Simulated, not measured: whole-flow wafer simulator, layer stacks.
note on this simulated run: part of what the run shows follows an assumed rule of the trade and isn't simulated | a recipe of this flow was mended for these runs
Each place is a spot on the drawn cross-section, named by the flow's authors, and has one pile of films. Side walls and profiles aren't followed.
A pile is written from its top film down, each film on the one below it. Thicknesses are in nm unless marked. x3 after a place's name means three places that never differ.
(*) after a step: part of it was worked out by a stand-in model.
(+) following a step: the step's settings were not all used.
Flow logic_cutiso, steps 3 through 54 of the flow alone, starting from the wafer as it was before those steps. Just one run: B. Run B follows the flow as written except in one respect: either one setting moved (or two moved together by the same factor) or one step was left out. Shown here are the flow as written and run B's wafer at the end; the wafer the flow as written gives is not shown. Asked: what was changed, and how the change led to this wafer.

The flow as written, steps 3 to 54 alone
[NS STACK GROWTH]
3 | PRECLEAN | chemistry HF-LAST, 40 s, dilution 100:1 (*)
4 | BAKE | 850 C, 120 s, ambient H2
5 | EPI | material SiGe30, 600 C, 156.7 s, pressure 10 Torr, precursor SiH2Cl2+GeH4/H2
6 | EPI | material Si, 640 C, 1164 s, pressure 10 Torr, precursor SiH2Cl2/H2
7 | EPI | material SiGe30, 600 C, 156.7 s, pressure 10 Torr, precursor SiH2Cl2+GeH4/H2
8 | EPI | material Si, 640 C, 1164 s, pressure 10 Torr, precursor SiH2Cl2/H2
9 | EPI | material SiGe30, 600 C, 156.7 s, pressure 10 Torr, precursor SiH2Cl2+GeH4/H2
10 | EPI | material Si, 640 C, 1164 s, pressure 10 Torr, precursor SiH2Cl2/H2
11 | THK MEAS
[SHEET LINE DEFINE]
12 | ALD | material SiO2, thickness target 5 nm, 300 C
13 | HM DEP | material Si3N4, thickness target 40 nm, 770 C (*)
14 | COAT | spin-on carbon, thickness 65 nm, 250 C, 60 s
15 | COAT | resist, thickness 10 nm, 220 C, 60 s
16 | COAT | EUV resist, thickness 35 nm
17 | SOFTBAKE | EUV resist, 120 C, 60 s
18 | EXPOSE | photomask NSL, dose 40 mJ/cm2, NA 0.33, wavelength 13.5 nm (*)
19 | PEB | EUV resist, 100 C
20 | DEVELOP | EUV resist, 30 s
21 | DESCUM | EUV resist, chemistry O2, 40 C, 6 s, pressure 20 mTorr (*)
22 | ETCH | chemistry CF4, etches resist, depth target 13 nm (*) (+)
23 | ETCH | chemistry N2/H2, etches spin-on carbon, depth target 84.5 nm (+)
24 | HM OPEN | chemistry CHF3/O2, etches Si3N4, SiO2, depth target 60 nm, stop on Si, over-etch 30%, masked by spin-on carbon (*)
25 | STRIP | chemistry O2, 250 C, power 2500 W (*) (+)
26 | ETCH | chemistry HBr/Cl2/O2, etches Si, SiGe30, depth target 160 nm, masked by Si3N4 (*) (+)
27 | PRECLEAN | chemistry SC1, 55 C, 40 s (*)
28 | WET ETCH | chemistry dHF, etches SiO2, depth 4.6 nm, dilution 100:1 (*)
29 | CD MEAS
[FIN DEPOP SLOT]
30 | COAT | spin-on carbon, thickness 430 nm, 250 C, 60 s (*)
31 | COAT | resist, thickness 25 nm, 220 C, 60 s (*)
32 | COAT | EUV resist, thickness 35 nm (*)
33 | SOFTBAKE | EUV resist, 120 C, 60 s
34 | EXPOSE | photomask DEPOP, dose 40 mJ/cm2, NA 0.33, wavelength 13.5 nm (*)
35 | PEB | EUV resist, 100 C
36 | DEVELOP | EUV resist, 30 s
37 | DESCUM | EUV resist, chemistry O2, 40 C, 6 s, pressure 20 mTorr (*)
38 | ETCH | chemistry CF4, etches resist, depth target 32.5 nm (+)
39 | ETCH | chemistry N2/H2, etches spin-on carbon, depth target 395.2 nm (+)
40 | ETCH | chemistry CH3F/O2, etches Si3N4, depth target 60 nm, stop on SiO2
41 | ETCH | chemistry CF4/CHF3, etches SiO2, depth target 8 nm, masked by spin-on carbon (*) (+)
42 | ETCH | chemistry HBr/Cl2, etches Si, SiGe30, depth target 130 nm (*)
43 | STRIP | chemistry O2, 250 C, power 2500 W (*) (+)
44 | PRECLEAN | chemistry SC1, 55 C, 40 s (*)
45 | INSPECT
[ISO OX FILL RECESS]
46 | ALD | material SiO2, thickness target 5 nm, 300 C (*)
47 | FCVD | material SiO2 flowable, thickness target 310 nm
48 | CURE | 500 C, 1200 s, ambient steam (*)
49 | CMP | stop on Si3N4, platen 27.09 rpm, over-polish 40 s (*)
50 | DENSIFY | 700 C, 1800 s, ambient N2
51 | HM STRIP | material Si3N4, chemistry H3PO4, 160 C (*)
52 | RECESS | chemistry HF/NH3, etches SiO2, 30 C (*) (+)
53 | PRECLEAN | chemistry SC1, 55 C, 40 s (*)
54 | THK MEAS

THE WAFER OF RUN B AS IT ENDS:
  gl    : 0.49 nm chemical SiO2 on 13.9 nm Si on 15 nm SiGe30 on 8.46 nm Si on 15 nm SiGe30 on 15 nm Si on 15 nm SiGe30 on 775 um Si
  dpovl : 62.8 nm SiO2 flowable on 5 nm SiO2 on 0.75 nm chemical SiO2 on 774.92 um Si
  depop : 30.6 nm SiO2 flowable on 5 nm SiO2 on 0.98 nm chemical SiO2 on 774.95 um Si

What caused this: step 8, EPI: 628 C was run, whereas the flow has 640 C.

The path from the change to this, step by step:
  8 | EPI | material Si, 640 C, 1164 s, pressure 10 Torr, precursor SiH2Cl2/H2
      depop, dpovl, gfld and 19 more: Si gains 8.46 (new film) (it would be, as written: Si gains 15 (new film))
  26 | ETCH | chemistry HBr/Cl2/O2, etches Si, SiGe30, depth target 160 nm, masked by Si3N4 (*) (+)
      dpovl, gfld, gxf, iso, isow, lnri, nsgap: chemical SiO2 loses 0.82 (all of it), Si loses 12 (all of it), SiGe30 loses 15 (all of it), Si loses 8.46 (all of it), SiGe30 loses 15 (all of it), Si loses 15 (all of it), SiGe30 loses 15 (all of it), Si loses 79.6 (it would be, as written: chemical SiO2 loses 0.82 (all of it), Si loses 12 (all of it), SiGe30 loses 15 (all of it), Si loses 15 (all of it), SiGe30 loses 15 (all of it), Si loses 15 (all of it), SiGe30 loses 15 (all of it), Si loses 73)
  42 | ETCH | chemistry HBr/Cl2, etches Si, SiGe30, depth target 130 nm (*)
      depop: Si loses 13.8 (all of it), SiGe30 loses 15 (all of it), Si loses 8.46 (all of it), SiGe30 loses 15 (all of it), Si loses 15 (all of it), SiGe30 loses 15 (all of it), Si loses 47.8 (it would be, as written: Si loses 13.8 (all of it), SiGe30 loses 15 (all of it), Si loses 15 (all of it), SiGe30 loses 15 (all of it), Si loses 15 (all of it), SiGe30 loses 15 (all of it), Si loses 41.2)
